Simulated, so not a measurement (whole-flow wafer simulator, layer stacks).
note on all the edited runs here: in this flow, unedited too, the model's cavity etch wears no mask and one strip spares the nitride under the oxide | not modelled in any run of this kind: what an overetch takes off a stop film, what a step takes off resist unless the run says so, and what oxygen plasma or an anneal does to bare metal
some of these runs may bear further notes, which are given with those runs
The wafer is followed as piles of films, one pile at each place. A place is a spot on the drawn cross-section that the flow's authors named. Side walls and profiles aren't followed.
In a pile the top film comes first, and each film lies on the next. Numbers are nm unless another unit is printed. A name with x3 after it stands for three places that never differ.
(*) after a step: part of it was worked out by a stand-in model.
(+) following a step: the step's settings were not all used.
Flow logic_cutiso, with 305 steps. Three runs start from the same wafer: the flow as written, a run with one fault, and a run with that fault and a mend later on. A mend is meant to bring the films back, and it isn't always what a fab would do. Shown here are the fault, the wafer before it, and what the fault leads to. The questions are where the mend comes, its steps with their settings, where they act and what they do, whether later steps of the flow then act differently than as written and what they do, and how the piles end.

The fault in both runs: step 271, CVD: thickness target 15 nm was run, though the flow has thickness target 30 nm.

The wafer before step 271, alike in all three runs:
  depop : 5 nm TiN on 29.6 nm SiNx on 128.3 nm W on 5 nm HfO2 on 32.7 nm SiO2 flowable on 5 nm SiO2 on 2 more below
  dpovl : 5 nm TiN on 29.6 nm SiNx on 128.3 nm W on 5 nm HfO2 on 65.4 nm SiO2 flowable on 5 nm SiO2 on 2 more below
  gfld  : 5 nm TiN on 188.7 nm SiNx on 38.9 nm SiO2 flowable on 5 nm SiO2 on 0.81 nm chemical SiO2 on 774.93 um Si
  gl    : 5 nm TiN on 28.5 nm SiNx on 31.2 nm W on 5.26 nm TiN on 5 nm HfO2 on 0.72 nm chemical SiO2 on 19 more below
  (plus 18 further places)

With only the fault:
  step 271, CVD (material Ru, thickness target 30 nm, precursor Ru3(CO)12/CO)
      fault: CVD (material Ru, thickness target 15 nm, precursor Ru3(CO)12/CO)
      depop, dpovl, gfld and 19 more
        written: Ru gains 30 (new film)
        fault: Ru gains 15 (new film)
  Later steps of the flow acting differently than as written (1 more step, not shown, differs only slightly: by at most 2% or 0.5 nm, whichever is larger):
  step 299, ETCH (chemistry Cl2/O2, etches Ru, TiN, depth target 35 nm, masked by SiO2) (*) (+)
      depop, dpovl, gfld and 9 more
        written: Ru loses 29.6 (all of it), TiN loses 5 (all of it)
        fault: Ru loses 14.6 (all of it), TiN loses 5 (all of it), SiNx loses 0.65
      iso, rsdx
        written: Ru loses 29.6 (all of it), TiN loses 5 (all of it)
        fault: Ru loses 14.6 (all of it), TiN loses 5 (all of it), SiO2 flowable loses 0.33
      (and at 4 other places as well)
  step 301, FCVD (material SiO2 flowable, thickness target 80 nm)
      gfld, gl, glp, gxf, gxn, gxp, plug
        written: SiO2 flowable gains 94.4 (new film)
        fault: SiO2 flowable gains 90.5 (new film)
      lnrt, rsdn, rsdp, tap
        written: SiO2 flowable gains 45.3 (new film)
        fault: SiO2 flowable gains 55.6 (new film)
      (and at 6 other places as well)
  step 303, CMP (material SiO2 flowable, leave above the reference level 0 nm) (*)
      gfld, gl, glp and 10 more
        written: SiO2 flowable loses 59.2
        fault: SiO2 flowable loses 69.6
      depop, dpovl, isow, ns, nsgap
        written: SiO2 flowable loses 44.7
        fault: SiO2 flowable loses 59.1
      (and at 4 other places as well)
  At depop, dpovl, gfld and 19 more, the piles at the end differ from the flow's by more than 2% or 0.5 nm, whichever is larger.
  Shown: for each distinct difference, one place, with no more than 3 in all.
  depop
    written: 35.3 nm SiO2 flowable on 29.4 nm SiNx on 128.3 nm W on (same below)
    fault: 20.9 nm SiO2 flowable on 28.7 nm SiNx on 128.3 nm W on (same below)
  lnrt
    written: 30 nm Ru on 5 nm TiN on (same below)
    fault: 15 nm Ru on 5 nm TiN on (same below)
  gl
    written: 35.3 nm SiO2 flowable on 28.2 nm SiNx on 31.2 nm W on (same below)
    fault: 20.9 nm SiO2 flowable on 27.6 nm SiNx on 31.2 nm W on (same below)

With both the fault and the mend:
  The mend follows step 271.
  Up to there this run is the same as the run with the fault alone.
  step 271a, CVD (material Ru, thickness target 15 nm, precursor Ru3(CO)12/CO) (the flow's step 271, run once more with other settings)
      depop, dpovl, gfld and 19 more
        Ru gains 15
  Every later step of the flow that is run acts as written at every place that is followed.
  At every place that both follow, the piles at the end match the flow's.
